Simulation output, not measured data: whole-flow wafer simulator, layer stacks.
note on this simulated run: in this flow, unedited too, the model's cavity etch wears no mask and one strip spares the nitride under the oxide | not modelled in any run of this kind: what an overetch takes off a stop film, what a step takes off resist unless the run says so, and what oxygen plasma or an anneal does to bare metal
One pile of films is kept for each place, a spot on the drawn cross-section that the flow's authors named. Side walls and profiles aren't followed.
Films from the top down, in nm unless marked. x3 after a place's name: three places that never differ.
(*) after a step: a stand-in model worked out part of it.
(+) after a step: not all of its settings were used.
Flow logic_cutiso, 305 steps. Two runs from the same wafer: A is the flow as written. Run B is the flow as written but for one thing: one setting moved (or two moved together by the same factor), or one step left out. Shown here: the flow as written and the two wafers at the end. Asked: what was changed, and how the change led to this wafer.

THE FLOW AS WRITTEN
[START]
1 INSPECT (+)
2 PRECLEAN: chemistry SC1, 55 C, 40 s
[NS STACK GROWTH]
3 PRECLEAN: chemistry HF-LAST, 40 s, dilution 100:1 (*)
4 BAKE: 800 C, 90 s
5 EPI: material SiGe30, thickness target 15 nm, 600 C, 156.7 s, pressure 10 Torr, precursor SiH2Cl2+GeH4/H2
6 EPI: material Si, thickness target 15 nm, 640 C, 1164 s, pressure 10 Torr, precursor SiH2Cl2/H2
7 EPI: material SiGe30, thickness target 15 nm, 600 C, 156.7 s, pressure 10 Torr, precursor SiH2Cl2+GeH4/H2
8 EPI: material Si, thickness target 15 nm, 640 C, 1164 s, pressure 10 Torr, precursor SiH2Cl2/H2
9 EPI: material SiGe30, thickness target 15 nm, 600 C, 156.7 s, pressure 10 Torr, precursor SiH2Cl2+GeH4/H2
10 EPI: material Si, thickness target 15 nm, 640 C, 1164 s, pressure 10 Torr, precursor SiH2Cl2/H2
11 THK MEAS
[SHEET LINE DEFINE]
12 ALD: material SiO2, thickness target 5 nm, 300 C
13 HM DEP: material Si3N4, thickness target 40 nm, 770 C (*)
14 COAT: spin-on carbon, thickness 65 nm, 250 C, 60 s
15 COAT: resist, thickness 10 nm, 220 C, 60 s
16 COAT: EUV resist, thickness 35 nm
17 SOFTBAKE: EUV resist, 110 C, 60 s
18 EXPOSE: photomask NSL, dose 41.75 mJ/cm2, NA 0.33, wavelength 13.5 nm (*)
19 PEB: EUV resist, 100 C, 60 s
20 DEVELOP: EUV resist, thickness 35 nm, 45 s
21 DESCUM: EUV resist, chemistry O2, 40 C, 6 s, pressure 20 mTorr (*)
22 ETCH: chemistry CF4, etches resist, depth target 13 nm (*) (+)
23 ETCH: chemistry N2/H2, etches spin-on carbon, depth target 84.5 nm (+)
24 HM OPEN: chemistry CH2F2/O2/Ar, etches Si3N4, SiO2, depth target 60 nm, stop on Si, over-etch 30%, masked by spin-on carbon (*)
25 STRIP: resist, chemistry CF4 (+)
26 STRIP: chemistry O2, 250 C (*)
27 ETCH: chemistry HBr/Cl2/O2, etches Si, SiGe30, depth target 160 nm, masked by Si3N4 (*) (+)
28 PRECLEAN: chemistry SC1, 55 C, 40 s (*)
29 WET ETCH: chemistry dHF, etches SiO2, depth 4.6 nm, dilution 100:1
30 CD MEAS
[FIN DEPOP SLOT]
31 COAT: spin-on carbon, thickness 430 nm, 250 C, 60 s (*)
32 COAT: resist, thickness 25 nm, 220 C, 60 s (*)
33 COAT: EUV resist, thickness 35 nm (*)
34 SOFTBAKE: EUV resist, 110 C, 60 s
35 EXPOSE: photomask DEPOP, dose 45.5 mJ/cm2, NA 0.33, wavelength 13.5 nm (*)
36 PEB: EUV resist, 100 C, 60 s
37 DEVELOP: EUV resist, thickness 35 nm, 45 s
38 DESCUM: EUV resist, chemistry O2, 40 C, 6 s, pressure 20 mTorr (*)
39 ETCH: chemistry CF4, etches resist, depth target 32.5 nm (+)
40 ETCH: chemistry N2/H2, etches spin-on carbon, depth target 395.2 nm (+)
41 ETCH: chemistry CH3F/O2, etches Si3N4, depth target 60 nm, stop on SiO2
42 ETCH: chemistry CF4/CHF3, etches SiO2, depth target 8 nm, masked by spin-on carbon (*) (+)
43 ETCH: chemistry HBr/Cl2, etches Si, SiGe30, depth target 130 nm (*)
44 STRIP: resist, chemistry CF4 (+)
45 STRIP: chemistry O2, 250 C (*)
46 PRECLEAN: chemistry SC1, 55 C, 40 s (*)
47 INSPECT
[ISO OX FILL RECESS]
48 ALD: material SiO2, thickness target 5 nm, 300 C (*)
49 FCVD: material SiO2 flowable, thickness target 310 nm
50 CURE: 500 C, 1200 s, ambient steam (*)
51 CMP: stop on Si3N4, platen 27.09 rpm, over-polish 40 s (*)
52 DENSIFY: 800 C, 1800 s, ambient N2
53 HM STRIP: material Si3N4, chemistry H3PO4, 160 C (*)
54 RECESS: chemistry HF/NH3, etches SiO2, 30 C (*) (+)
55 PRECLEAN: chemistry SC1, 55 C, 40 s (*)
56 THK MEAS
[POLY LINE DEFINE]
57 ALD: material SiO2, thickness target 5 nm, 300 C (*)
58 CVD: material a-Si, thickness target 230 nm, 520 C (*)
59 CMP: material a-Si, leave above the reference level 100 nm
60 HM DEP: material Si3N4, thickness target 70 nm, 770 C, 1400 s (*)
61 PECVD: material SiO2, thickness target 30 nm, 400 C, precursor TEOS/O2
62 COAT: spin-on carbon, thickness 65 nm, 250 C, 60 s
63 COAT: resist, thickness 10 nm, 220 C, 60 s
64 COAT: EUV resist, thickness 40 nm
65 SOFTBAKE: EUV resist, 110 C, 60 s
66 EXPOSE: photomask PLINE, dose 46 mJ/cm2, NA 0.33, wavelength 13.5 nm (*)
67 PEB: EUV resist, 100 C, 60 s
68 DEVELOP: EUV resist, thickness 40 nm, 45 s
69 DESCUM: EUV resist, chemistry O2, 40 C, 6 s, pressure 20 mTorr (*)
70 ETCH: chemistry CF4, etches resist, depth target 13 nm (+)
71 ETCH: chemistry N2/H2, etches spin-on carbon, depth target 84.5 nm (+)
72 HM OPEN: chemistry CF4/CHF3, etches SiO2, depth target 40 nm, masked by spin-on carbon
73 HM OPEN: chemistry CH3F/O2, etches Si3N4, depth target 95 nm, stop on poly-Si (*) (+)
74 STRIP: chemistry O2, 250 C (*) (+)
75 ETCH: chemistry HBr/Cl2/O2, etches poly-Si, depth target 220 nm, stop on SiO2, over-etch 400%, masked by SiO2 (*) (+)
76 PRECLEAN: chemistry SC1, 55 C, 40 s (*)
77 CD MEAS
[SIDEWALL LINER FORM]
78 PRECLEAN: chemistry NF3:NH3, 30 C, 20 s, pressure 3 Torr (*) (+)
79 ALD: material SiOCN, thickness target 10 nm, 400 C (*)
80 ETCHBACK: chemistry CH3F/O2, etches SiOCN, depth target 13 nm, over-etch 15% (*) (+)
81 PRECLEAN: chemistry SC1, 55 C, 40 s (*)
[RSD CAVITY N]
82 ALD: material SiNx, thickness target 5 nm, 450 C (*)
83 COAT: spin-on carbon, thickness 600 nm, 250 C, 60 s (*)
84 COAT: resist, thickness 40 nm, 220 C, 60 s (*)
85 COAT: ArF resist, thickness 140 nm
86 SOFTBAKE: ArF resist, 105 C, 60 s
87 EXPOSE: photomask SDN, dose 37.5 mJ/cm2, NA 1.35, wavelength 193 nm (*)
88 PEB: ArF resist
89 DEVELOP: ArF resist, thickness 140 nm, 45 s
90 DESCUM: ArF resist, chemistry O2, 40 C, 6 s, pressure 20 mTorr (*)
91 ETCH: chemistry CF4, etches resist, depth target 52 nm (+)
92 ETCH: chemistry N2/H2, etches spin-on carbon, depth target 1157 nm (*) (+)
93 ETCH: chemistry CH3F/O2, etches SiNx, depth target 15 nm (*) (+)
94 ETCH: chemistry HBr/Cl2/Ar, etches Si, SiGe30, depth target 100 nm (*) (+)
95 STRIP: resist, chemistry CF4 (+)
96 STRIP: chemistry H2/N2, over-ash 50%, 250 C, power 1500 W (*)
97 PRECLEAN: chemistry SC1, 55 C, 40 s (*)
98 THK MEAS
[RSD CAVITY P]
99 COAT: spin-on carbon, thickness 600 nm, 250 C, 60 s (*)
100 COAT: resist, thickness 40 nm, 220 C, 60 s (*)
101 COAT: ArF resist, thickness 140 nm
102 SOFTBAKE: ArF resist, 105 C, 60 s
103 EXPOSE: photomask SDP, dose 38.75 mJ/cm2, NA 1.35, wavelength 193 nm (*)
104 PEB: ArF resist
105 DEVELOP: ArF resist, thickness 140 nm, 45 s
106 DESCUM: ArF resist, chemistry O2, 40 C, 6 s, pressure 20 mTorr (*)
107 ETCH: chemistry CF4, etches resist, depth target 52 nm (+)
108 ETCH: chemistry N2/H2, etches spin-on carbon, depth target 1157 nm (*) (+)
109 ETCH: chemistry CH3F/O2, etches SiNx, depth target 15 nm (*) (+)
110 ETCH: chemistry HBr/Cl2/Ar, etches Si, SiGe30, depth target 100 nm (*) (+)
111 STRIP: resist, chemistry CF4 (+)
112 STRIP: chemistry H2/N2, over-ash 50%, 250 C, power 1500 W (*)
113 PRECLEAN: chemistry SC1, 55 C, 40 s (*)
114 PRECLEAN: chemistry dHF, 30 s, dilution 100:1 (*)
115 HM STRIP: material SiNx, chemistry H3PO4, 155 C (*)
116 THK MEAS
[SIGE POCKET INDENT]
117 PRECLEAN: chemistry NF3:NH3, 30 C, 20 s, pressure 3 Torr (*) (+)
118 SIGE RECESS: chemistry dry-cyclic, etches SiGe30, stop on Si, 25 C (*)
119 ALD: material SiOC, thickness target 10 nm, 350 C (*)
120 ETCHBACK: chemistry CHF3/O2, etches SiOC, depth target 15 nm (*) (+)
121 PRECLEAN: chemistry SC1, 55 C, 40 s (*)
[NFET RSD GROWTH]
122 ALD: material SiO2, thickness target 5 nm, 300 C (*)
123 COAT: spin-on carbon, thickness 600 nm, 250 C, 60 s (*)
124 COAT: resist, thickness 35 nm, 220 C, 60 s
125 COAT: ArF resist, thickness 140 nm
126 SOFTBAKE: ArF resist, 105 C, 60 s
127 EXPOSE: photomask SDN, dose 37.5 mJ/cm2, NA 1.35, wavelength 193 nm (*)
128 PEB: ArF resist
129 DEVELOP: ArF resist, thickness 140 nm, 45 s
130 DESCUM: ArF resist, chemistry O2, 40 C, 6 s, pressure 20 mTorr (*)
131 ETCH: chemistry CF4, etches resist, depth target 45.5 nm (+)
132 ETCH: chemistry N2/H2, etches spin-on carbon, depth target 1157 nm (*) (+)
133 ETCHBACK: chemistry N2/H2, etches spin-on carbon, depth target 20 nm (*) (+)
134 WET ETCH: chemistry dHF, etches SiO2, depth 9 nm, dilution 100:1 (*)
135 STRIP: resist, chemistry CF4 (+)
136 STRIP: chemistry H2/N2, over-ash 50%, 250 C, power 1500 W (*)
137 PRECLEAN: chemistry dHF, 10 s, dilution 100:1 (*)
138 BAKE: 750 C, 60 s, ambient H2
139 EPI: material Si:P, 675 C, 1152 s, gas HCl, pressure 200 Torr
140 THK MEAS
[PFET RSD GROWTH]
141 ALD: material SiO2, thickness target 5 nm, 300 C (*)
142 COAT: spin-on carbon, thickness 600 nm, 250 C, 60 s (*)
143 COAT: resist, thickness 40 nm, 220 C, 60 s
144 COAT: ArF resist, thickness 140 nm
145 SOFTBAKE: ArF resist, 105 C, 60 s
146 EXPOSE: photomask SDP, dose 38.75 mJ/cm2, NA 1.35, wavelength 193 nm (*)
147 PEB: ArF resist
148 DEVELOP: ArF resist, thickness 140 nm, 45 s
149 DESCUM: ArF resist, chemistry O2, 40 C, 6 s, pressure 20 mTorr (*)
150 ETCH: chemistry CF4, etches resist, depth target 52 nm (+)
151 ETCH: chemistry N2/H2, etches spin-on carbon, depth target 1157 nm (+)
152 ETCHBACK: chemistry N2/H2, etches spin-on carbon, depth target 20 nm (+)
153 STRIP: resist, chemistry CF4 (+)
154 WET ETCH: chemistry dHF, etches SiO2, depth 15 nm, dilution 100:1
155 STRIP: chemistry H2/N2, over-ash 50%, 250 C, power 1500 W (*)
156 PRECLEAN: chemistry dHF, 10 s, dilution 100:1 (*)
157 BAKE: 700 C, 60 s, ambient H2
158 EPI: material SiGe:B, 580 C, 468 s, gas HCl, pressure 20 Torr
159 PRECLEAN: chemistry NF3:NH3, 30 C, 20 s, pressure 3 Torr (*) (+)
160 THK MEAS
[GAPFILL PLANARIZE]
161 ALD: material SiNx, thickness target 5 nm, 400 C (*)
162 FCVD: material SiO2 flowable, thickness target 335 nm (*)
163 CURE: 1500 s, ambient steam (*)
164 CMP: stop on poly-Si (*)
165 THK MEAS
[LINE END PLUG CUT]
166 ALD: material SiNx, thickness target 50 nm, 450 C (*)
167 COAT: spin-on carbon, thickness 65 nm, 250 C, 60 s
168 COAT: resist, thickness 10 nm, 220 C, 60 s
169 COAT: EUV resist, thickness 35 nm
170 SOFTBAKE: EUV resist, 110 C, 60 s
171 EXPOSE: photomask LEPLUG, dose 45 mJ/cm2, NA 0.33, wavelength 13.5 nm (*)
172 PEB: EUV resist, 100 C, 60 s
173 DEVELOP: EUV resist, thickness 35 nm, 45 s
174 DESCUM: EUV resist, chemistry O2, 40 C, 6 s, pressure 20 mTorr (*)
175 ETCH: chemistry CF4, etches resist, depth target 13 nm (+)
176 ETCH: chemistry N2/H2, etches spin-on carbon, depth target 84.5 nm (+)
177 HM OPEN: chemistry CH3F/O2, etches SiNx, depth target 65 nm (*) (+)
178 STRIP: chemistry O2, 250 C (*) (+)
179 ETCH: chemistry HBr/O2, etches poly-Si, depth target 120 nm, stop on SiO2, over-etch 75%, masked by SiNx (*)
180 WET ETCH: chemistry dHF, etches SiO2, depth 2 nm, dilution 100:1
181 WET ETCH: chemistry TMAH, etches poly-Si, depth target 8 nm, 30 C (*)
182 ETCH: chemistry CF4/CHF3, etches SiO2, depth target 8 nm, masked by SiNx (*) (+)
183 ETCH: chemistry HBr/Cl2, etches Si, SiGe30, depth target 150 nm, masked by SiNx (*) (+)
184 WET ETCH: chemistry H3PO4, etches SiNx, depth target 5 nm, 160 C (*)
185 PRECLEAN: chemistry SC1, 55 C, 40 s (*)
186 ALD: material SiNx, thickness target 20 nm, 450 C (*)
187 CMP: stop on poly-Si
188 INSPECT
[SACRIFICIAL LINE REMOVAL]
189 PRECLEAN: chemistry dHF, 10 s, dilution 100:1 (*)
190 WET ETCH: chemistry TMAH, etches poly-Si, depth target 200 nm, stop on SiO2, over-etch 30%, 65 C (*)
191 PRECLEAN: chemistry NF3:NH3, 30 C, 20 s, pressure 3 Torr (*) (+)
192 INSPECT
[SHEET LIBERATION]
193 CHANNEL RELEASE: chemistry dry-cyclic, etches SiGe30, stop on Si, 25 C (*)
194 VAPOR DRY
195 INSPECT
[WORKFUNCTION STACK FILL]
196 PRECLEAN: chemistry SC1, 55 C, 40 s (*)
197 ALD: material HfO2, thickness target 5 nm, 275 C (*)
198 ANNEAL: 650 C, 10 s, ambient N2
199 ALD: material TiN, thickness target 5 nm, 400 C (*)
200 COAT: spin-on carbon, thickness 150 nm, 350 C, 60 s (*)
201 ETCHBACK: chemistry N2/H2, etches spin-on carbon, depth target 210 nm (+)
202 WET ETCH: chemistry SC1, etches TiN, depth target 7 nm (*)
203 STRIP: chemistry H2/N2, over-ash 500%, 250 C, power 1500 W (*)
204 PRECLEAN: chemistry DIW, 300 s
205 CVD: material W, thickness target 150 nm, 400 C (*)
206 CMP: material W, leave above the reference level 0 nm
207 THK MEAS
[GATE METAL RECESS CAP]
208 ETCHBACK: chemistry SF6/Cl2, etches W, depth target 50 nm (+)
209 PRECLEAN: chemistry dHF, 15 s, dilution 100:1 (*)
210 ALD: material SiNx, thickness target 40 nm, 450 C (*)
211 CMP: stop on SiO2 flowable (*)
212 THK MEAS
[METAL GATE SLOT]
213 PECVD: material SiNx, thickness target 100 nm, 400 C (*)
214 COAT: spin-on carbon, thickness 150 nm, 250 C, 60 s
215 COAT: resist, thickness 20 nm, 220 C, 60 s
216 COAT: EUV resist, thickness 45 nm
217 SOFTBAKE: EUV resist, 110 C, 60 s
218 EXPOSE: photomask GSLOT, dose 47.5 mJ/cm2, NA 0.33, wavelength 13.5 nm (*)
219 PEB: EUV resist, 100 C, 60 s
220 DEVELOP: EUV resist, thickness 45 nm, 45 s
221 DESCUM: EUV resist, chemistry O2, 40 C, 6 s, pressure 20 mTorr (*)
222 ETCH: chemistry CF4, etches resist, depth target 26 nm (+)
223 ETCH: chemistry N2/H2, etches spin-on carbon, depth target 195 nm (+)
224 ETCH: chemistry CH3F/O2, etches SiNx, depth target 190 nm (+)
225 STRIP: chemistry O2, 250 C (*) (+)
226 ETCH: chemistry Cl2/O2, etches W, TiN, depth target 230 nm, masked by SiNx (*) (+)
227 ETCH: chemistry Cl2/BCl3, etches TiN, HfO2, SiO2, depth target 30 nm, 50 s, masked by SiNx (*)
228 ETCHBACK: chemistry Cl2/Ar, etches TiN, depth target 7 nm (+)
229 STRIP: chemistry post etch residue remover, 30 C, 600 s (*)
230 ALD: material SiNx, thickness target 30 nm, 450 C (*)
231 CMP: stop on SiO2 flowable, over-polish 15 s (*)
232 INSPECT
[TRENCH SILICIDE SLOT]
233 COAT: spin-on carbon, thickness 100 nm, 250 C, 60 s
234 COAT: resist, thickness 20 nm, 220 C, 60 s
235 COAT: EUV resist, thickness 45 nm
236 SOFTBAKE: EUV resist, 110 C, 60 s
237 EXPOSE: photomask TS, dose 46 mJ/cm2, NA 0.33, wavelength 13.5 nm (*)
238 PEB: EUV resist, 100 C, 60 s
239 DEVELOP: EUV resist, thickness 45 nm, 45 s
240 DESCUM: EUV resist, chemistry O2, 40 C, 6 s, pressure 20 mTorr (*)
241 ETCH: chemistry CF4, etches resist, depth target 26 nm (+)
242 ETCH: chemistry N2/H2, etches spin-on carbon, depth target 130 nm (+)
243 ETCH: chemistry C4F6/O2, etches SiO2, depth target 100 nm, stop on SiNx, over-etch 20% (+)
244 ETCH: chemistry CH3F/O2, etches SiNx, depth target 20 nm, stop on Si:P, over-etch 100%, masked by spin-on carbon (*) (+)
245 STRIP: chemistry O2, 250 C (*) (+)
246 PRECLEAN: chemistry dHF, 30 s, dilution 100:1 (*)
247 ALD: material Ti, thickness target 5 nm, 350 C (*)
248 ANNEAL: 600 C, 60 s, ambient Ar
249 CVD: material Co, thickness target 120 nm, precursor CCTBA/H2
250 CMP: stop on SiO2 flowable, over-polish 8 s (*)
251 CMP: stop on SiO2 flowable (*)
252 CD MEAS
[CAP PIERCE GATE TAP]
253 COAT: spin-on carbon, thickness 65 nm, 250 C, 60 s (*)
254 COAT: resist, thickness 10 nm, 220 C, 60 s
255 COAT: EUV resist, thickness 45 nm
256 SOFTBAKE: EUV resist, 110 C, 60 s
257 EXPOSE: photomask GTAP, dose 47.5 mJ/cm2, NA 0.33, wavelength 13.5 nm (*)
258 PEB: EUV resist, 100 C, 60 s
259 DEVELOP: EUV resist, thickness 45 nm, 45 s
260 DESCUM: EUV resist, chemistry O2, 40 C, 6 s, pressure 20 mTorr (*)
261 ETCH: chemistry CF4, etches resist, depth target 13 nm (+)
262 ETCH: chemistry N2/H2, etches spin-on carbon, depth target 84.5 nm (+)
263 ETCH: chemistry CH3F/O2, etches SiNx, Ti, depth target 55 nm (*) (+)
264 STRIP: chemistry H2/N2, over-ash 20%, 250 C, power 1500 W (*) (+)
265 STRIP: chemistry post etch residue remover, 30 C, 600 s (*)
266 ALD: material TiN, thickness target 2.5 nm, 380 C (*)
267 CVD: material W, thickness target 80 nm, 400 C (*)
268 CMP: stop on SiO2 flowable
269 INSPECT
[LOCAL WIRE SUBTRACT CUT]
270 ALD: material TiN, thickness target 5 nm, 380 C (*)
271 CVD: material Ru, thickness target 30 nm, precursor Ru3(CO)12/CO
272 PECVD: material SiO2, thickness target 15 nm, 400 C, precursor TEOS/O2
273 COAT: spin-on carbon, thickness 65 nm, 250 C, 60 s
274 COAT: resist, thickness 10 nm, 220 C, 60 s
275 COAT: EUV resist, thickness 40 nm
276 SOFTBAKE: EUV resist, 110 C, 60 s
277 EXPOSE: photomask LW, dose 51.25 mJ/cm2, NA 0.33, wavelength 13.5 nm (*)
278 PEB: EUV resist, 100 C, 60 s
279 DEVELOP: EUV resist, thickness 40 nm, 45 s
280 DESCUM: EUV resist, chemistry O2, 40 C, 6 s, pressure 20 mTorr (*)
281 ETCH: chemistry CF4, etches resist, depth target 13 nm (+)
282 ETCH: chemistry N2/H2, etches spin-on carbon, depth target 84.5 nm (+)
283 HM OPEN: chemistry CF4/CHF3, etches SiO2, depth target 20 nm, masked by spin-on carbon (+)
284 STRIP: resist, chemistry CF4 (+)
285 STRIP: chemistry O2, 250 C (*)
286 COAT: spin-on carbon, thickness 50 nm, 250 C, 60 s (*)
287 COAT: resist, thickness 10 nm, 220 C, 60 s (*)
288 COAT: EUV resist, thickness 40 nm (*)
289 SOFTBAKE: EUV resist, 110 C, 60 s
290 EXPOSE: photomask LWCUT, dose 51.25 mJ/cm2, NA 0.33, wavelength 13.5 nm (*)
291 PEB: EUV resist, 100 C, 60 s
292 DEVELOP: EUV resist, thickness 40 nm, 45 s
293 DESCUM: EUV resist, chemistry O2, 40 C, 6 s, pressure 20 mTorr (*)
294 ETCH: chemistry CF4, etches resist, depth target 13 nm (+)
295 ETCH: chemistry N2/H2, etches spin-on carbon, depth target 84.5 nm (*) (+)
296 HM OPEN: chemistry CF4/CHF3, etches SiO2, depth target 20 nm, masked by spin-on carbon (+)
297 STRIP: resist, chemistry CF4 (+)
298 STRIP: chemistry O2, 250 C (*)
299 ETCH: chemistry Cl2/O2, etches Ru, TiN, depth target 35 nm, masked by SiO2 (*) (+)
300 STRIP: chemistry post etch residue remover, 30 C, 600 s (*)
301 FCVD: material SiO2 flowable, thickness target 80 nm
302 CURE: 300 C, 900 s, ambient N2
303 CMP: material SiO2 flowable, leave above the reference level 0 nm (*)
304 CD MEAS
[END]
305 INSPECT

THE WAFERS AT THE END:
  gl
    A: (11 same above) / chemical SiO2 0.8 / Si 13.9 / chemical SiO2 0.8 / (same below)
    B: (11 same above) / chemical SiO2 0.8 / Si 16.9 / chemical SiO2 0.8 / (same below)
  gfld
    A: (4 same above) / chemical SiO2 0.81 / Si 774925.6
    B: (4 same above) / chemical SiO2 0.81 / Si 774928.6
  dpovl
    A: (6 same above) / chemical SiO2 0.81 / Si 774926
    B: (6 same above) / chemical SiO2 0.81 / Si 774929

The cause: step 8, EPI: thickness target 18 nm was run, where the flow has thickness target 15 nm; step 8, EPI: 1397 s was run, where the flow has 1164 s.

How the change led to this, step by step:
  8 EPI: material Si, thickness target 15 nm, 640 C, 1164 s, pressure 10 Torr, precursor SiH2Cl2/H2
      depop, dpovl, gfld and 19 more: A Si +15 (new film) | B Si +18 (new film)
  27 ETCH: chemistry HBr/Cl2/O2, etches Si, SiGe30, depth target 160 nm, masked by Si3N4 (*) (+)
      gfld, gxf, iso, lnri: A chemical SiO2 -0.79 (all of it), Si -11.4 (all of it), SiGe30 -15 (all of it), Si -15 (all of it), SiGe30 -15 (all of it), Si -15 (all of it), SiGe30 -15 (all of it), Si -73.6 | B chemical SiO2 -0.79 (all of it), Si -11.4 (all of it), SiGe30 -15 (all of it), Si -18 (all of it), SiGe30 -15 (all of it), Si -15 (all of it), SiGe30 -15 (all of it), Si -70.6
      dpovl, nsgap: A chemical SiO2 -0.79 (all of it), Si -11.8 (all of it), SiGe30 -15 (all of it), Si -15 (all of it), SiGe30 -15 (all of it), Si -15 (all of it), SiGe30 -15 (all of it), Si -73.2 | B chemical SiO2 -0.79 (all of it), Si -11.8 (all of it), SiGe30 -15 (all of it), Si -18 (all of it), SiGe30 -15 (all of it), Si -15 (all of it), SiGe30 -15 (all of it), Si -70.2
      (and at 1 more place)
  43 ETCH: chemistry HBr/Cl2, etches Si, SiGe30, depth target 130 nm (*)
      depop: A Si -14 (all of it), SiGe30 -15 (all of it), Si -15 (all of it), SiGe30 -15 (all of it), Si -15 (all of it), SiGe30 -15 (all of it), Si -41 | B Si -14 (all of it), SiGe30 -15 (all of it), Si -18 (all of it), SiGe30 -15 (all of it), Si -15 (all of it), SiGe30 -15 (all of it), Si -38
  94 ETCH: chemistry HBr/Cl2/Ar, etches Si, SiGe30, depth target 100 nm (*) (+)
      rsdn, rsdx: A chemical SiO2 -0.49 (all of it), Si -12.8 (all of it), SiGe30 -15 (all of it), Si -15 (all of it), SiGe30 -15 (all of it), Si -15 (all of it), SiGe30 -15 (all of it), Si -12.2 | B chemical SiO2 -0.49 (all of it), Si -12.8 (all of it), SiGe30 -15 (all of it), Si -18 (all of it), SiGe30 -15 (all of it), Si -15 (all of it), SiGe30 -15 (all of it), Si -9.16
  110 ETCH: chemistry HBr/Cl2/Ar, etches Si, SiGe30, depth target 100 nm (*) (+)
      rsdp, rsdw: A chemical SiO2 -0.49 (all of it), Si -12.8 (all of it), SiGe30 -15 (all of it), Si -15 (all of it), SiGe30 -15 (all of it), Si -15 (all of it), SiGe30 -15 (all of it), Si -12.2 | B chemical SiO2 -0.49 (all of it), Si -12.8 (all of it), SiGe30 -15 (all of it), Si -18 (all of it), SiGe30 -15 (all of it), Si -15 (all of it), SiGe30 -15 (all of it), Si -9.16
  183 ETCH: chemistry HBr/Cl2, etches Si, SiGe30, depth target 150 nm, masked by SiNx (*) (+)
      plug: A Si -13.6 (all of it), SiGe30 -15 (all of it), Si -15 (all of it), SiGe30 -15 (all of it), Si -15 (all of it), SiGe30 -15 (all of it), Si -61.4 | B Si -13.6 (all of it), SiGe30 -15 (all of it), Si -18 (all of it), SiGe30 -15 (all of it), Si -15 (all of it), SiGe30 -15 (all of it), Si -58.4
